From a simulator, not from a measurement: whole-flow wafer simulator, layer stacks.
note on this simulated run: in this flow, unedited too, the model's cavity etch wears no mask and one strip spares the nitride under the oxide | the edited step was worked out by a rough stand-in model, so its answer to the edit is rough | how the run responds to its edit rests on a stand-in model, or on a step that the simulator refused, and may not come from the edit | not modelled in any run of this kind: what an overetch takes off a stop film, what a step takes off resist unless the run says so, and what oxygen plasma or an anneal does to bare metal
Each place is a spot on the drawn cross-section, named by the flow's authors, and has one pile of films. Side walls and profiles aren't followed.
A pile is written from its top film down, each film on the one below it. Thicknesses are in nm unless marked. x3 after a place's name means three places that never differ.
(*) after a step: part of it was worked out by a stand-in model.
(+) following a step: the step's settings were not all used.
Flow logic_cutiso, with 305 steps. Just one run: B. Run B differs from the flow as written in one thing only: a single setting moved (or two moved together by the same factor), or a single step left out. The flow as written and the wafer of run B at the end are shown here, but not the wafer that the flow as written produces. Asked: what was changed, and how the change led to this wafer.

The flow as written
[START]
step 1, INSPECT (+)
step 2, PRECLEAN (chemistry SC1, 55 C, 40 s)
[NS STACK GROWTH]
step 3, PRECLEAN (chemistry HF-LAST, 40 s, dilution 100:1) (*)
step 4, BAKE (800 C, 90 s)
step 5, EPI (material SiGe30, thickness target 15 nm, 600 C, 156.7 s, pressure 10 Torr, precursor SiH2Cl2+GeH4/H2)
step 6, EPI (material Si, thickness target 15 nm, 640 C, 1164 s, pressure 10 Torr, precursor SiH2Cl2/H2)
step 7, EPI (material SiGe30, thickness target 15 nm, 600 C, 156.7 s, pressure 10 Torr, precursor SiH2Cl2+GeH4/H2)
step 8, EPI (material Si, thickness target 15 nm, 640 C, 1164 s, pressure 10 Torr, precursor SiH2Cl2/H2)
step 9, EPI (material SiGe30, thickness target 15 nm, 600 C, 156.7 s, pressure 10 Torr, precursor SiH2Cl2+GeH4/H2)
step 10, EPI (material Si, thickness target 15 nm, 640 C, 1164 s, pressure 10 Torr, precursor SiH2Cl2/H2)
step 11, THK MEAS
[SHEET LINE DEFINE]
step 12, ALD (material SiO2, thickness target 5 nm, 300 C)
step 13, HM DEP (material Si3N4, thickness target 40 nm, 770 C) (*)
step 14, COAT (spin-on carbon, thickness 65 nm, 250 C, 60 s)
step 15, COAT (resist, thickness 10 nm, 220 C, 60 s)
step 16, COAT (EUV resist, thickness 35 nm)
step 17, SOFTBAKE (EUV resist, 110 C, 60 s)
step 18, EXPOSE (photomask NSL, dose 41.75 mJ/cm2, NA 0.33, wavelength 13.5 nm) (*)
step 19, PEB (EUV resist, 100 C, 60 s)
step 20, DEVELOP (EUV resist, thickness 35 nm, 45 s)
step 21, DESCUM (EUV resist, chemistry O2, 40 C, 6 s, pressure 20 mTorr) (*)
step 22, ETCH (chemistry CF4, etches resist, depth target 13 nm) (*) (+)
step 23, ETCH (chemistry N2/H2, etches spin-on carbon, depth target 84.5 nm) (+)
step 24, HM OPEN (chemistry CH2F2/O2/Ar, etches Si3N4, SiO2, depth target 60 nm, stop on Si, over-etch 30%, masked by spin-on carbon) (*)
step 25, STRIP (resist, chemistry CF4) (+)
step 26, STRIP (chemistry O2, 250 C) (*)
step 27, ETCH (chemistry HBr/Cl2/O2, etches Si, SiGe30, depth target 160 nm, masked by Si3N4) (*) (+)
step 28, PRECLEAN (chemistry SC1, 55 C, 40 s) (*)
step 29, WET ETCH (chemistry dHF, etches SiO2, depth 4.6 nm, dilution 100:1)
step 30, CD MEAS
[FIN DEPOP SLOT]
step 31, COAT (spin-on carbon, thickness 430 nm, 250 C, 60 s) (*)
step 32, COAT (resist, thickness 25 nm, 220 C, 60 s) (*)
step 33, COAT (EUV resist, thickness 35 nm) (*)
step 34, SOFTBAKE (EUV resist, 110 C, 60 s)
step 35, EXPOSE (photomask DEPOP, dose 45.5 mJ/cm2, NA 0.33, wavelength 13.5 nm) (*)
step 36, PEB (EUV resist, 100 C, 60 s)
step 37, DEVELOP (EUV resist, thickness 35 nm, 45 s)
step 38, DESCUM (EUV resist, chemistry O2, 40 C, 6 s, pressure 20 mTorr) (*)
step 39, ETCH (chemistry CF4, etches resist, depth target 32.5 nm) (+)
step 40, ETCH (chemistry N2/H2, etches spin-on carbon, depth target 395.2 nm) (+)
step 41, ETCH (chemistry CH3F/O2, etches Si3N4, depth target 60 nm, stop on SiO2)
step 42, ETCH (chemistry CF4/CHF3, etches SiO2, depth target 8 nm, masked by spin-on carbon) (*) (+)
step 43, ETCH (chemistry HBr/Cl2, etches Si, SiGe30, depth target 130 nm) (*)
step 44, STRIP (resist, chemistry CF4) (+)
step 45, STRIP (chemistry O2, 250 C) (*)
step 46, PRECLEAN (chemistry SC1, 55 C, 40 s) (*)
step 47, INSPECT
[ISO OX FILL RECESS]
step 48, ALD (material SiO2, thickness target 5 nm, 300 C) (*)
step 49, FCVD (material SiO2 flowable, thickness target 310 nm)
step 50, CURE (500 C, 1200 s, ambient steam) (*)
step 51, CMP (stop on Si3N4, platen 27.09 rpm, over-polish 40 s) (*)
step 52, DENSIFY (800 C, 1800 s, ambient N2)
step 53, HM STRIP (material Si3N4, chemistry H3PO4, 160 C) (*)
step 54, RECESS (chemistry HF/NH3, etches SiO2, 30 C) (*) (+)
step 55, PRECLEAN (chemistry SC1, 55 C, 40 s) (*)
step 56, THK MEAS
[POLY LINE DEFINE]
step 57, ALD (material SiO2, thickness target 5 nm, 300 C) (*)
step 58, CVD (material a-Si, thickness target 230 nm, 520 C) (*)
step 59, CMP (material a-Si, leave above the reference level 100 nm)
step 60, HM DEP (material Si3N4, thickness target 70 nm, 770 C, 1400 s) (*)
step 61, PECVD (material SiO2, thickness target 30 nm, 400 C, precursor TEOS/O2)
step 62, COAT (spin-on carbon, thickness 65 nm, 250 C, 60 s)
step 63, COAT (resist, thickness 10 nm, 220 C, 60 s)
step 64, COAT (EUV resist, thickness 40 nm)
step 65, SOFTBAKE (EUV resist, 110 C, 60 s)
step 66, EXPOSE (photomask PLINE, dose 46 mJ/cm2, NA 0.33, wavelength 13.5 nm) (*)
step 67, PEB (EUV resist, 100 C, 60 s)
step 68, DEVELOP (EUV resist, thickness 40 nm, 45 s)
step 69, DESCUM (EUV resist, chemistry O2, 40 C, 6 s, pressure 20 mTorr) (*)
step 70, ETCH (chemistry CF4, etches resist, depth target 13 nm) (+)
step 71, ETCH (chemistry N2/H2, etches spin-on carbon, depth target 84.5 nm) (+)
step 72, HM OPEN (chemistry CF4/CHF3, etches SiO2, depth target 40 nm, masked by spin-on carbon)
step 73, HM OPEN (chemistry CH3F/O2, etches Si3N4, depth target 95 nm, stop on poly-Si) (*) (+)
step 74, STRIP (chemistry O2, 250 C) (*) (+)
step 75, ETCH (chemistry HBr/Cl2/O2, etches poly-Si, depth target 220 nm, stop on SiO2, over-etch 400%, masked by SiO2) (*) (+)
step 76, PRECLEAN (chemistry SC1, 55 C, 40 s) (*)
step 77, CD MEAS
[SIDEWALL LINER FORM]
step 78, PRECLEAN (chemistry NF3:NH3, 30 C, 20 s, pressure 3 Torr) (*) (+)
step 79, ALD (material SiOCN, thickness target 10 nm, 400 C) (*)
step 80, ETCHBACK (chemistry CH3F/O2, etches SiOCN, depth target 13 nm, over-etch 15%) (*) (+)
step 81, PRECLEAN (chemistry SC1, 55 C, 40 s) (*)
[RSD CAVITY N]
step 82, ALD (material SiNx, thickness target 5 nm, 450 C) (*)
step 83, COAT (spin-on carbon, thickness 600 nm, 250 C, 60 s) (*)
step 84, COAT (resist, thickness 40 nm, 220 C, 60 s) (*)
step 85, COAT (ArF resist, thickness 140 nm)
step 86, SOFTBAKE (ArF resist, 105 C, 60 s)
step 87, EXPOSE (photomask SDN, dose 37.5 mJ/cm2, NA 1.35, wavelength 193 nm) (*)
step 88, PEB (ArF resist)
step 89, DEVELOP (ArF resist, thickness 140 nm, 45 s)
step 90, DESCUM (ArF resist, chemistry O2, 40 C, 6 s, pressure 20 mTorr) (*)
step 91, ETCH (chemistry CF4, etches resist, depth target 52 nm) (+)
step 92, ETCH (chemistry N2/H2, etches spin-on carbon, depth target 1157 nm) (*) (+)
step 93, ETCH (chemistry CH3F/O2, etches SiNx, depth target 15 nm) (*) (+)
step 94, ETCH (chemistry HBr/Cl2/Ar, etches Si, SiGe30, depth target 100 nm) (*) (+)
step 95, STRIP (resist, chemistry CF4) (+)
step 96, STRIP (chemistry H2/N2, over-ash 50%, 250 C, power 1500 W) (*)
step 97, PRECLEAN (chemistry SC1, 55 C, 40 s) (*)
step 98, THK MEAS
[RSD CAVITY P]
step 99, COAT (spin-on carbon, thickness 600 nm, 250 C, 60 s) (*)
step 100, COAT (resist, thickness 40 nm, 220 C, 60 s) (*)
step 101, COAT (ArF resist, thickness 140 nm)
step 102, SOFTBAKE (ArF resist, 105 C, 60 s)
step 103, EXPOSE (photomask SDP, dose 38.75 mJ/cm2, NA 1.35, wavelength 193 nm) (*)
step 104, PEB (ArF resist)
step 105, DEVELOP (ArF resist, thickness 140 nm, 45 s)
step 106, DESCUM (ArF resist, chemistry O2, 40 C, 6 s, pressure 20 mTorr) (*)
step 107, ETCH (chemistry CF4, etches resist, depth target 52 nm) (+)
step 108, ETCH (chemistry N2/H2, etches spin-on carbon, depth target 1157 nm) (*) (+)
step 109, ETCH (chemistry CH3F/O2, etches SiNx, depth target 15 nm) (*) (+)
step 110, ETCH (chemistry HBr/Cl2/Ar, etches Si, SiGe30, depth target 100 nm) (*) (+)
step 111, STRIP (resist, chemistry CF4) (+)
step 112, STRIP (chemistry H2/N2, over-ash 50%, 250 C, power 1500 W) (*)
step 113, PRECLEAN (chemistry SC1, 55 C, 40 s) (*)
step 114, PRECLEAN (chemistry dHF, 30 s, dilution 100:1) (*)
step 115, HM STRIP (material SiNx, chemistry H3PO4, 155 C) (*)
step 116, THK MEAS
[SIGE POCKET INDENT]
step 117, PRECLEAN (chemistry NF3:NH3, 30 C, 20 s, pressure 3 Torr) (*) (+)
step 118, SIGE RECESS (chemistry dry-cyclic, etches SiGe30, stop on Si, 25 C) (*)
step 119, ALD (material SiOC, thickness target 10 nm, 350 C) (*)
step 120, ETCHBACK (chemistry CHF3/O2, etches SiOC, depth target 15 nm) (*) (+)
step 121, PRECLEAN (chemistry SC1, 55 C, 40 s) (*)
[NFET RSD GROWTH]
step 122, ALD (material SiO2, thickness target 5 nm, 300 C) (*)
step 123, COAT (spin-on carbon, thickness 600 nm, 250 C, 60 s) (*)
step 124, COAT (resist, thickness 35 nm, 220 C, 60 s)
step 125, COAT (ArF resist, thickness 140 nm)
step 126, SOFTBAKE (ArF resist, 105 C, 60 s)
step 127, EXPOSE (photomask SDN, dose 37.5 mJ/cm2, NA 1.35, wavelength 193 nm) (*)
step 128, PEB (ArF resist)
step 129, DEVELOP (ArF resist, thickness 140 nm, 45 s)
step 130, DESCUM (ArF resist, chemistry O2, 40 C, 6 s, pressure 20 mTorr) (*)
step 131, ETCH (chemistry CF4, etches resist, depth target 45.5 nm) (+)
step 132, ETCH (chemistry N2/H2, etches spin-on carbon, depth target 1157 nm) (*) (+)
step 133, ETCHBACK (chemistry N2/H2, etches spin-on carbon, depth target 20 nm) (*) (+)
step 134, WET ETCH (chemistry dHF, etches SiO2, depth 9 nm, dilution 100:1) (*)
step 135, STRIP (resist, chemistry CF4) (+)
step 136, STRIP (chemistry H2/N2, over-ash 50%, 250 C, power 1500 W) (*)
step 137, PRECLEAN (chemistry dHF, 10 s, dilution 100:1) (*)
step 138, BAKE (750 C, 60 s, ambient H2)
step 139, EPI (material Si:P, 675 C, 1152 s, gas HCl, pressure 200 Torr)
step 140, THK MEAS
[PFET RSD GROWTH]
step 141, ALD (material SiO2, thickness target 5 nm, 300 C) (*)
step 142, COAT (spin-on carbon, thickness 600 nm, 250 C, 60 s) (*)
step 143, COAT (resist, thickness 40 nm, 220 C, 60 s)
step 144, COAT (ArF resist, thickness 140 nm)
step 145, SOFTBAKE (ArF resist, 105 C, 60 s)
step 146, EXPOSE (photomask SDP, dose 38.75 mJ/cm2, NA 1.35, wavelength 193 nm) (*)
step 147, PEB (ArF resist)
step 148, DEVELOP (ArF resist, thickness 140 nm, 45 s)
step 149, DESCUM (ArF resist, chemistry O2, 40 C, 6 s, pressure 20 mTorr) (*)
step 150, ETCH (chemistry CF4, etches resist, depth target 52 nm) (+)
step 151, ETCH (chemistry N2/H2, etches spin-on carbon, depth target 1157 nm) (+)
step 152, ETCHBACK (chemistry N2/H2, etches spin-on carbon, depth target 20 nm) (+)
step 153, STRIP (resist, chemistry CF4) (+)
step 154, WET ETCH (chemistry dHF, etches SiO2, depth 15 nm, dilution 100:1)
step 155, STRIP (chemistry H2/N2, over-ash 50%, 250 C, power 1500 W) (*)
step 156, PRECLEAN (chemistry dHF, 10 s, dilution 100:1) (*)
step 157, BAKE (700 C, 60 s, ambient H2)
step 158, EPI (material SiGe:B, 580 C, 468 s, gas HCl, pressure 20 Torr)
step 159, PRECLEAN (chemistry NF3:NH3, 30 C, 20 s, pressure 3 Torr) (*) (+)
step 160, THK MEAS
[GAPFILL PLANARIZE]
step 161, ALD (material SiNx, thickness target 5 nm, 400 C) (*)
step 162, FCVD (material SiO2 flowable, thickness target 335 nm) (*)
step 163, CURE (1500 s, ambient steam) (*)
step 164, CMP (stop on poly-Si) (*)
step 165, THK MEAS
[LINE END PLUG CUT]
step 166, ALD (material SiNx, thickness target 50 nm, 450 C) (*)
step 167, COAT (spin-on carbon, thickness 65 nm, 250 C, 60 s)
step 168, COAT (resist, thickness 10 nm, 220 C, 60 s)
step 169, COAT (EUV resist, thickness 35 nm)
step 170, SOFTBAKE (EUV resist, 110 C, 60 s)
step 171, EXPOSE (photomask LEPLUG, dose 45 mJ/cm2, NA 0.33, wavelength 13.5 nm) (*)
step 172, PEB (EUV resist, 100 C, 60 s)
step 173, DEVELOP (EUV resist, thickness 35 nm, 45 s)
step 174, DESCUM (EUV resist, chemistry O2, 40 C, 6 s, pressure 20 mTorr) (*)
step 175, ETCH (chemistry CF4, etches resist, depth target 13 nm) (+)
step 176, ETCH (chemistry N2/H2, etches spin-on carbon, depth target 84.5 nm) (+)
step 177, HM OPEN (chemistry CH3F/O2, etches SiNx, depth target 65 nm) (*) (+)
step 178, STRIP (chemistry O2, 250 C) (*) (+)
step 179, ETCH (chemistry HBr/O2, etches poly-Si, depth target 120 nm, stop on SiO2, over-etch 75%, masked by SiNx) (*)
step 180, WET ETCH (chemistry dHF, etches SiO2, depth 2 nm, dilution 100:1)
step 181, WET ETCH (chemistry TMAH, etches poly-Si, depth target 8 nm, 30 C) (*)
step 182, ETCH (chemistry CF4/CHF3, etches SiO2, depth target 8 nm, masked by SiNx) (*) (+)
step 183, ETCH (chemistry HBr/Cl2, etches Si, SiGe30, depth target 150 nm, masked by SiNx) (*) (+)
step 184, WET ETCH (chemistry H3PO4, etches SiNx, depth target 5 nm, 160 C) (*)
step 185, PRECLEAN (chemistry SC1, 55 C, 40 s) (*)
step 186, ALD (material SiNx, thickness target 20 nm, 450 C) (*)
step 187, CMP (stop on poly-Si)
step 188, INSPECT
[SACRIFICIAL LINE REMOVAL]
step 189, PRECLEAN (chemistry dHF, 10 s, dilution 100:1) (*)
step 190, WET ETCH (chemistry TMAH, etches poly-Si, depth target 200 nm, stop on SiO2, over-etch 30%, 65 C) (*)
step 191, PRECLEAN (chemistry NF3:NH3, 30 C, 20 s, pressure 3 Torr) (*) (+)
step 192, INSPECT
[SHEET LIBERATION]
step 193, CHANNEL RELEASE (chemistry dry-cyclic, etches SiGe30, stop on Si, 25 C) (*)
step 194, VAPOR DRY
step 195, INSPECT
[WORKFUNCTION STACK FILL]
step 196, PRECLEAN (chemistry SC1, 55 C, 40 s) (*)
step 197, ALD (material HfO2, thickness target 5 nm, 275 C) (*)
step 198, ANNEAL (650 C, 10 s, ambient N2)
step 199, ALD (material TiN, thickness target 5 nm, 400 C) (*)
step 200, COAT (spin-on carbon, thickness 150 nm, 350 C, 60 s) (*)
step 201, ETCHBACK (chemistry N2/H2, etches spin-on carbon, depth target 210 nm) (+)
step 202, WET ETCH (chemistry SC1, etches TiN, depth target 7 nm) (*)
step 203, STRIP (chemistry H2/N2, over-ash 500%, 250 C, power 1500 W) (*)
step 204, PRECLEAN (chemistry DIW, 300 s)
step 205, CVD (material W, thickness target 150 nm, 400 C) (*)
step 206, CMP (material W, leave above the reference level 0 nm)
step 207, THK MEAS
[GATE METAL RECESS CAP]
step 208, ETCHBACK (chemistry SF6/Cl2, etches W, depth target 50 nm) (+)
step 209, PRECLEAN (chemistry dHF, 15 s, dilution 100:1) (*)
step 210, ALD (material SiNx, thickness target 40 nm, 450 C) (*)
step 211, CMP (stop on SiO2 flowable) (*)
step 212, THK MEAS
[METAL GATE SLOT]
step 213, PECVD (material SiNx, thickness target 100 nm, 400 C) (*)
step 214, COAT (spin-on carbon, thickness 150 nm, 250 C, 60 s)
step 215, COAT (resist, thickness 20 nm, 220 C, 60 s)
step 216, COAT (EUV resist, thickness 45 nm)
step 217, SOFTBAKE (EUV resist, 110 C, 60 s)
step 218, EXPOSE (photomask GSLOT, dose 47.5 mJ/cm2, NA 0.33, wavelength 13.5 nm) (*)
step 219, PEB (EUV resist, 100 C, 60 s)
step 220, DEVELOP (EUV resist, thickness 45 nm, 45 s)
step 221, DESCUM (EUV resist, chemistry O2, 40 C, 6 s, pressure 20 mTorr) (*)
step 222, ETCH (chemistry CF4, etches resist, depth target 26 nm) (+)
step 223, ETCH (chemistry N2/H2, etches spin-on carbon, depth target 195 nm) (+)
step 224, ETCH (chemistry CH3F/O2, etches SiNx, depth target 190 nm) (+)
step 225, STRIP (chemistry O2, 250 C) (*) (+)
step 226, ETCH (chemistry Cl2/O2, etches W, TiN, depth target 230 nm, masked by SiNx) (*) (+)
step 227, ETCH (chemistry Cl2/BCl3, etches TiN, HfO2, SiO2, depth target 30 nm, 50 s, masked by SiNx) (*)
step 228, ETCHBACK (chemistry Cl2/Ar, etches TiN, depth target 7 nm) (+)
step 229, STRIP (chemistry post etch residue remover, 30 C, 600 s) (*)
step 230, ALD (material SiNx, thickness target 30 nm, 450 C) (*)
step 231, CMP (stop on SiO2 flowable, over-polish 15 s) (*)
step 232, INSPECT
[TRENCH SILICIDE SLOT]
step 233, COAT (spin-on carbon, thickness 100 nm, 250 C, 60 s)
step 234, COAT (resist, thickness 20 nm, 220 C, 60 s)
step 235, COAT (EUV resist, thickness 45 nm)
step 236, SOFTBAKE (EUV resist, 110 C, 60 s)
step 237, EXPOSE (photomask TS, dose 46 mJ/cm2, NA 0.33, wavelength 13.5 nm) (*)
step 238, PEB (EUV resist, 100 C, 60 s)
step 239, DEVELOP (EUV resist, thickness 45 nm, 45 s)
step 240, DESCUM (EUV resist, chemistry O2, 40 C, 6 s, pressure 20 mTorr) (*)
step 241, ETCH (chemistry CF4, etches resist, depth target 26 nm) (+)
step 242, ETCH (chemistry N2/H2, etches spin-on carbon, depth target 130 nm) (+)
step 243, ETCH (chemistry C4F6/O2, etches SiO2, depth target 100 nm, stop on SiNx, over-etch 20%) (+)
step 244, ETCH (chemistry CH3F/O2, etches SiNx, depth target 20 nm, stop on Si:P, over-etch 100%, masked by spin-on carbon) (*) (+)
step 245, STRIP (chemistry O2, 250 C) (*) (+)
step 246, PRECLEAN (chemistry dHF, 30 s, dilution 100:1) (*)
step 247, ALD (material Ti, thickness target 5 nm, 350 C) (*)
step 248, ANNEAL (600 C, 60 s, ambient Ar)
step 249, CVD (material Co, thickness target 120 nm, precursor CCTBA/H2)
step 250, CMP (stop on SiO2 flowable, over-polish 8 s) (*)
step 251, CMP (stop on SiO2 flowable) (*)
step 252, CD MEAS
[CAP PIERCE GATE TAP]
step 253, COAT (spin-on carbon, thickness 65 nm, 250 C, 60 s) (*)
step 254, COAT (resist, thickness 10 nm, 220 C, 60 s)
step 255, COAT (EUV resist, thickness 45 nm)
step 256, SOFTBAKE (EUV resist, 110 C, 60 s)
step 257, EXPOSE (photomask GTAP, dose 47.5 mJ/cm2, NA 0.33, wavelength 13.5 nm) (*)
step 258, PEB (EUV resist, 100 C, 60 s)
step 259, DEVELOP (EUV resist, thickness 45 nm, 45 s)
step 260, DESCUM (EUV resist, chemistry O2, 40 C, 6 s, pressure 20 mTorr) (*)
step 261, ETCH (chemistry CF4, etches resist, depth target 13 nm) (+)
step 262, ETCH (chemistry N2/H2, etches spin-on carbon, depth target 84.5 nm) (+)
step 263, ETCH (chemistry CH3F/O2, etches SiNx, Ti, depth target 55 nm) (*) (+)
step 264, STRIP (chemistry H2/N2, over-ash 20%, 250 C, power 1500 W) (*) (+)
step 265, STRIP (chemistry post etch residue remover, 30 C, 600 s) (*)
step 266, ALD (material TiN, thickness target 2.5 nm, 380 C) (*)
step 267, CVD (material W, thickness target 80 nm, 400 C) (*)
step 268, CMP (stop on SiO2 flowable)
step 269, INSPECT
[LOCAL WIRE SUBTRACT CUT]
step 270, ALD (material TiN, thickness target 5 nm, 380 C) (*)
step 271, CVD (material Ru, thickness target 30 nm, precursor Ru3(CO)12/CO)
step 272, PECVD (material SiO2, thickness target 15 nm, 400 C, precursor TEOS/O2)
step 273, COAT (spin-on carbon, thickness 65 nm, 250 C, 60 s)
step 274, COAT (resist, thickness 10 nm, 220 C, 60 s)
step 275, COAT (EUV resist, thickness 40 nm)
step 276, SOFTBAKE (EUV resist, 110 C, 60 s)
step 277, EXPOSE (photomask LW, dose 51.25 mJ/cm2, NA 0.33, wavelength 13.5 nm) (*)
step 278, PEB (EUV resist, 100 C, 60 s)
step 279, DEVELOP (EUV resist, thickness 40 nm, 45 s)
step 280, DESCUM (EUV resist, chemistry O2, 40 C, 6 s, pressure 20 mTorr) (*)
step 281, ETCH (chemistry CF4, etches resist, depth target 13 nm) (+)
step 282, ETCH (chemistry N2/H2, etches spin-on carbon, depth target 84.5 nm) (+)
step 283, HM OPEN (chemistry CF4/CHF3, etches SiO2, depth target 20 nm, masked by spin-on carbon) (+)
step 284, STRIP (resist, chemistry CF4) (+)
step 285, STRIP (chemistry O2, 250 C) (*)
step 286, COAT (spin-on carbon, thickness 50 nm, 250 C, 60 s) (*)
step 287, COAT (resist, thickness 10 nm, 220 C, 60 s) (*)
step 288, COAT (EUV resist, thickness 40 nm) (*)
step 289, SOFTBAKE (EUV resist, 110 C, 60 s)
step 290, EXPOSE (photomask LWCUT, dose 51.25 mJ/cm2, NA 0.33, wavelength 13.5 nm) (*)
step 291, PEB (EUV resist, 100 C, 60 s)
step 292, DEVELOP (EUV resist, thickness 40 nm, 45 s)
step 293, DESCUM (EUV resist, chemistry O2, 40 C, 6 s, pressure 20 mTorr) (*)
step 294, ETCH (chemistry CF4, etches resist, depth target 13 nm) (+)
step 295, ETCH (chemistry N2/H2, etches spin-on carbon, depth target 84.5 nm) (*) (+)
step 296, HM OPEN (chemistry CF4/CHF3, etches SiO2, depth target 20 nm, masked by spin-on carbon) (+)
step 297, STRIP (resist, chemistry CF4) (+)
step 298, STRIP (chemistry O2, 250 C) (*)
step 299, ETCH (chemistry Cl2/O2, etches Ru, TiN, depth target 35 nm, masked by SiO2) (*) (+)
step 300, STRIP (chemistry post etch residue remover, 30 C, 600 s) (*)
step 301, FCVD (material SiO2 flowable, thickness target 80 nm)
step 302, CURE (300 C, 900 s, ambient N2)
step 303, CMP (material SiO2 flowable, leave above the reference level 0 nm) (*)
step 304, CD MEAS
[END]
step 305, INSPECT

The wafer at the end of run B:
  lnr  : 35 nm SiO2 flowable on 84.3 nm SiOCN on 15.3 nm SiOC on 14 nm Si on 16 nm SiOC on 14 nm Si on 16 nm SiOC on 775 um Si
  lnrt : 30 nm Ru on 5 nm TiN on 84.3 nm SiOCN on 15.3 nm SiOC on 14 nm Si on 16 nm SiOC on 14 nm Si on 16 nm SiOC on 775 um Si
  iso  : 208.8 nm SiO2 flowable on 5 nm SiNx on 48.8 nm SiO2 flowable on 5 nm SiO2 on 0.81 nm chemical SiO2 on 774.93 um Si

The reason: step 75, ETCH: depth target 341 nm was run, though the flow has depth target 220 nm.

Step by step, how the change led to this:
  step 75, ETCH (chemistry HBr/Cl2/O2, etches poly-Si, depth target 220 nm, stop on SiO2, over-etch 400%, masked by SiO2) (*) (+)
      lnr, lnrp, lnrt, rsdn, rsdp, rsdw, rsdx: -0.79 chemical SiO2 (all of it), -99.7 poly-Si (all of it), -5 SiO2 (all of it), -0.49 chemical SiO2 (all of it), -13.9 Si (all of it) (in the flow as written it would be: -0.79 chemical SiO2 (all of it), -99.7 poly-Si (all of it), -5 SiO2 (all of it))
      iso, lnri: -0.79 chemical SiO2 (all of it), -189.1 poly-Si (all of it), -5 SiO2 (all of it), -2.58 SiO2 flowable (in the flow as written it would be: -0.79 chemical SiO2 (all of it), -189.1 poly-Si (all of it), -4.55 SiO2)
  step 80, ETCHBACK (chemistry CH3F/O2, etches SiOCN, depth target 13 nm, over-etch 15%) (*) (+)
      rsdn, rsdp, rsdw, rsdx: -10 SiOCN (all of it), -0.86 SiGe30 (in the flow as written it would be: -10 SiOCN (all of it), -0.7 Si)
      lnr, lnrp, lnrt: +189.1 SiOCN (in the flow as written it would be: +175.1 SiOCN)
  step 94, ETCH (chemistry HBr/Cl2/Ar, etches Si, SiGe30, depth target 100 nm) (*) (+)
      rsdn, rsdx: -0.49 chemical SiO2 (all of it), -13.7 SiGe30 (all of it), -15 Si (all of it), -15 SiGe30 (all of it), -15 Si (all of it), -15 SiGe30 (all of it), -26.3 Si (in the flow as written it would be: -0.49 chemical SiO2 (all of it), -12.8 Si (all of it), -15 SiGe30 (all of it), -15 Si (all of it), -15 SiGe30 (all of it), -15 Si (all of it), -15 SiGe30 (all of it), -12.2 Si)
  step 110, ETCH (chemistry HBr/Cl2/Ar, etches Si, SiGe30, depth target 100 nm) (*) (+)
      rsdp, rsdw: -0.49 chemical SiO2 (all of it), -13.7 SiGe30 (all of it), -15 Si (all of it), -15 SiGe30 (all of it), -15 Si (all of it), -15 SiGe30 (all of it), -26.3 Si (in the flow as written it would be: -0.49 chemical SiO2 (all of it), -12.8 Si (all of it), -15 SiGe30 (all of it), -15 Si (all of it), -15 SiGe30 (all of it), -15 Si (all of it), -15 SiGe30 (all of it), -12.2 Si)
  step 118, SIGE RECESS (chemistry dry-cyclic, etches SiGe30, stop on Si, 25 C) (*)
      lnr, lnrp, lnrt: -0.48 SiOCN, +15.3 cavity (new film), -14.8 SiGe30 (all of it), -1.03 Si, +16 cavity (new film), -15 SiGe30 (all of it), -1.03 Si, +16 cavity (new film), -15 SiGe30 (all of it), -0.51 Si (in the flow as written it would be: -0.48 SiOCN, -0.51 Si, +16 cavity (new film), -15 SiGe30 (all of it), -1.03 Si, +16 cavity (new film), -15 SiGe30 (all of it), -1.03 Si, +16 cavity (new film), -15 SiGe30 (all of it), -0.51 Si)
  step 119, ALD (material SiOC, thickness target 10 nm, 350 C) (*)
      lnr, lnrp, lnrt: +10 SiOC (new film), +15.3 SiOC (new film), -15.3 cavity (all of it), +16 SiOC (new film), -16 cavity (all of it), +16 SiOC (new film), -16 cavity (all of it) (in the flow as written it would be: +10 SiOC (new film), +16 SiOC (new film), -16 cavity (all of it), +16 SiOC (new film), -16 cavity (all of it), +16 SiOC (new film), -16 cavity (all of it))
  step 135, STRIP (resist, chemistry CF4) (+)
      gl: -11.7 Si3N4 (in the flow as written it would be: -12.3 Si3N4)
  step 139, EPI (material Si:P, 675 C, 1152 s, gas HCl, pressure 200 Torr)
      rsdn, rsdx: +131 Si:P (new film) (in the flow as written it would be: +116.9 Si:P (new film))
  step 141, ALD (material SiO2, thickness target 5 nm, 300 C) (*)
      gxn: +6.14 SiO2 (new film) (in the flow as written it would be: +10.1 SiO2 (new film))
  step 158, EPI (material SiGe:B, 580 C, 468 s, gas HCl, pressure 20 Torr)
      rsdp, rsdw: +131 SiGe:B (new film) (in the flow as written it would be: +116.8 SiGe:B (new film))
  step 159, PRECLEAN (chemistry NF3:NH3, 30 C, 20 s, pressure 3 Torr) (*) (+)
      gxn: -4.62 SiO2 (all of it), -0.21 Si3N4 (in the flow as written it would be: -7.5 SiO2)
  step 164, CMP (stop on poly-Si) (*)
      gxn: -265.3 SiO2 flowable (all of it), -5 SiNx (all of it), -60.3 Si3N4 (all of it) (in the flow as written it would be: -264.5 SiO2 flowable (all of it), -5 SiNx (all of it), -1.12 SiO2 (all of it), -60.3 Si3N4 (all of it))
